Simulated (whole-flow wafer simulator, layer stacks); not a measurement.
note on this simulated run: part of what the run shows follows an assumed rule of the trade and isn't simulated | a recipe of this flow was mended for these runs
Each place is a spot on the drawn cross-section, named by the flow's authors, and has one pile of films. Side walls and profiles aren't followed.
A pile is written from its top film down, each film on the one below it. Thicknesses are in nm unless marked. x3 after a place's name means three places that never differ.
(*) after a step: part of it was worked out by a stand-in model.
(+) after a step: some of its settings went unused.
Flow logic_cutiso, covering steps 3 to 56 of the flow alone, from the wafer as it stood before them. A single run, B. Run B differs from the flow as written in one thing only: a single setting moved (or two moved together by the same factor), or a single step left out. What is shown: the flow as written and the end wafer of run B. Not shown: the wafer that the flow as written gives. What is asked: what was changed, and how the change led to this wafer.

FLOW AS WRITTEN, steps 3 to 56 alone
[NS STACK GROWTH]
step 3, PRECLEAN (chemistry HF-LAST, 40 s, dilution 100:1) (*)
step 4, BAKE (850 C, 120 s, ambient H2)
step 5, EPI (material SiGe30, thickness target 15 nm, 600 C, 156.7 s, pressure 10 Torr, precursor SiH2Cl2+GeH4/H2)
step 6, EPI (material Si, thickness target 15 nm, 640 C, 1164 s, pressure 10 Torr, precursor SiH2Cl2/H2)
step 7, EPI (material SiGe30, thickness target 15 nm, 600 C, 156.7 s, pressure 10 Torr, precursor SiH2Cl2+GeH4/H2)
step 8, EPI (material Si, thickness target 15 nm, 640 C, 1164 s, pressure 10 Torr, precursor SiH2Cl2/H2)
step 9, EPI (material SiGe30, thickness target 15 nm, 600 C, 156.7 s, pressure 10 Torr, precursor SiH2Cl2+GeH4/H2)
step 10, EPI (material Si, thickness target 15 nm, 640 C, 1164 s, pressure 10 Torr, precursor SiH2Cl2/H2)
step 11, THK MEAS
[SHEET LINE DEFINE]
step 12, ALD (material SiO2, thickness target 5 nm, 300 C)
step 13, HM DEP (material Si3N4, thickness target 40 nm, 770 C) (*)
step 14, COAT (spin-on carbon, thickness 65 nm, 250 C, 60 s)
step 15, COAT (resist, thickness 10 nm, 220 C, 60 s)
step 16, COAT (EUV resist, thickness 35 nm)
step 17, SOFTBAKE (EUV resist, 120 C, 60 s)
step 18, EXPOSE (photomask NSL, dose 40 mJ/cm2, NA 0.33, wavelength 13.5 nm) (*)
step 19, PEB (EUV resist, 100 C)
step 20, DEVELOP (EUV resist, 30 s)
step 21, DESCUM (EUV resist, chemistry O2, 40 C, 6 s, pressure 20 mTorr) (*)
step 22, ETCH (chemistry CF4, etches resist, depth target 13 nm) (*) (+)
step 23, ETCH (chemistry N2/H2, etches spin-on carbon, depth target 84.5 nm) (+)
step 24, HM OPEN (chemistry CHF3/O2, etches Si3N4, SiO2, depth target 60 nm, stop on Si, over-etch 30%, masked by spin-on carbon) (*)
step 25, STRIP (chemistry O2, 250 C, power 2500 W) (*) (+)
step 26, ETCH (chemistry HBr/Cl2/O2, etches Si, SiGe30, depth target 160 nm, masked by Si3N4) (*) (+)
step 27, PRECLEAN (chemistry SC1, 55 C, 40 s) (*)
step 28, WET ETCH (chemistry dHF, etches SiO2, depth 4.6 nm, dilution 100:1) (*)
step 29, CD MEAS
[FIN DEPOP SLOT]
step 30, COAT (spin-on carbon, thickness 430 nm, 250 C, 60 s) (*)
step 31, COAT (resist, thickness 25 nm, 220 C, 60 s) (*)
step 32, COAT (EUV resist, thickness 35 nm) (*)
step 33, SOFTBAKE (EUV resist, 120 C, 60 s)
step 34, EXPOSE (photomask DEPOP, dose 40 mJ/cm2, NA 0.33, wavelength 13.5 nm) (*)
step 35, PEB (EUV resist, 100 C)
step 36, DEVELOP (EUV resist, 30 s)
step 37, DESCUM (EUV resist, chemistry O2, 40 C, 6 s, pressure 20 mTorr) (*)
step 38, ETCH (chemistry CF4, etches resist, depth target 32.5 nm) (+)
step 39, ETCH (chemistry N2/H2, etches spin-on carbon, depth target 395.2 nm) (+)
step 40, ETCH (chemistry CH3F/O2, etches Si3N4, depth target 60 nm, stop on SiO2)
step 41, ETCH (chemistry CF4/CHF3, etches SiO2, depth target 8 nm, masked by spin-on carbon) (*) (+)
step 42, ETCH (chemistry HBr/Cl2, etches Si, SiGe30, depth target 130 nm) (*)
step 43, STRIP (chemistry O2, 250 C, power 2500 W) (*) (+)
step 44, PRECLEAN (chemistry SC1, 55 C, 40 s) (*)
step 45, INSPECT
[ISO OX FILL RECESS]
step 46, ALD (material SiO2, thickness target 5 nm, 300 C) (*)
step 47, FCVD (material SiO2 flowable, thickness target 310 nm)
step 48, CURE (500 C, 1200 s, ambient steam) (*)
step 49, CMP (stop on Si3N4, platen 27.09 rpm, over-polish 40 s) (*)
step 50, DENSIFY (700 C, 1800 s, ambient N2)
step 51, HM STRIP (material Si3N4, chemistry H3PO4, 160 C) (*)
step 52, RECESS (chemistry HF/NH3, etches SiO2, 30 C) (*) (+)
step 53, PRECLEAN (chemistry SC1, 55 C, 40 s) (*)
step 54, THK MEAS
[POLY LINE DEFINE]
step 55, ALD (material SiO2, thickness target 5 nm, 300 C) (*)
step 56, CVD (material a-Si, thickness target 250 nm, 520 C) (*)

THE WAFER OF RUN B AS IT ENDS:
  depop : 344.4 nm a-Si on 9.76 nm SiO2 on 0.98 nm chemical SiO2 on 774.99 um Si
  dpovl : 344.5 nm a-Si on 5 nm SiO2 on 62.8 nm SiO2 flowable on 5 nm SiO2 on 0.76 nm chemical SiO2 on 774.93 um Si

The reason: step 42, ETCH: depth target 99.1 nm was run, though the flow has depth target 130 nm.

The path from the change to this, step by step:
  step 42, ETCH (chemistry HBr/Cl2, etches Si, SiGe30, depth target 130 nm) (*)
      dpovl, gfld, gl and 18 more: -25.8 spin-on carbon (it would be, as written: -32 spin-on carbon)
      depop: -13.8 Si (all of it), -15 SiGe30 (all of it), -15 Si (all of it), -15 SiGe30 (all of it), -15 Si (all of it), -15 SiGe30 (all of it), -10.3 Si (it would be, as written: -13.8 Si (all of it), -15 SiGe30 (all of it), -15 Si (all of it), -15 SiGe30 (all of it), -15 Si (all of it), -15 SiGe30 (all of it), -41.2 Si)
  step 43, STRIP (chemistry O2, 250 C, power 2500 W) (*) (+)
      dpovl: +0.75 chemical SiO2 (new film), -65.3 spin-on carbon (all of it), -0.33 Si (it would be, as written: +0.75 chemical SiO2 (new film), -59.1 spin-on carbon (all of it), -0.33 Si)
      ns: -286 spin-on carbon (all of it) (it would be, as written: -279.8 spin-on carbon (all of it))
  step 47, FCVD (material SiO2 flowable, thickness target 310 nm)
      depop: +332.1 SiO2 flowable (new film) (it would be, as written: +359.8 SiO2 flowable (new film))
  step 52, RECESS (chemistry HF/NH3, etches SiO2, 30 C) (*) (+)
      depop: -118 SiO2 flowable (all of it), -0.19 SiO2 (it would be, as written: -118.1 SiO2 flowable)
  step 55, ALD (material SiO2, thickness target 5 nm, 300 C) (*)
      depop: +5 SiO2 (it would be, as written: +5 SiO2 (new film))
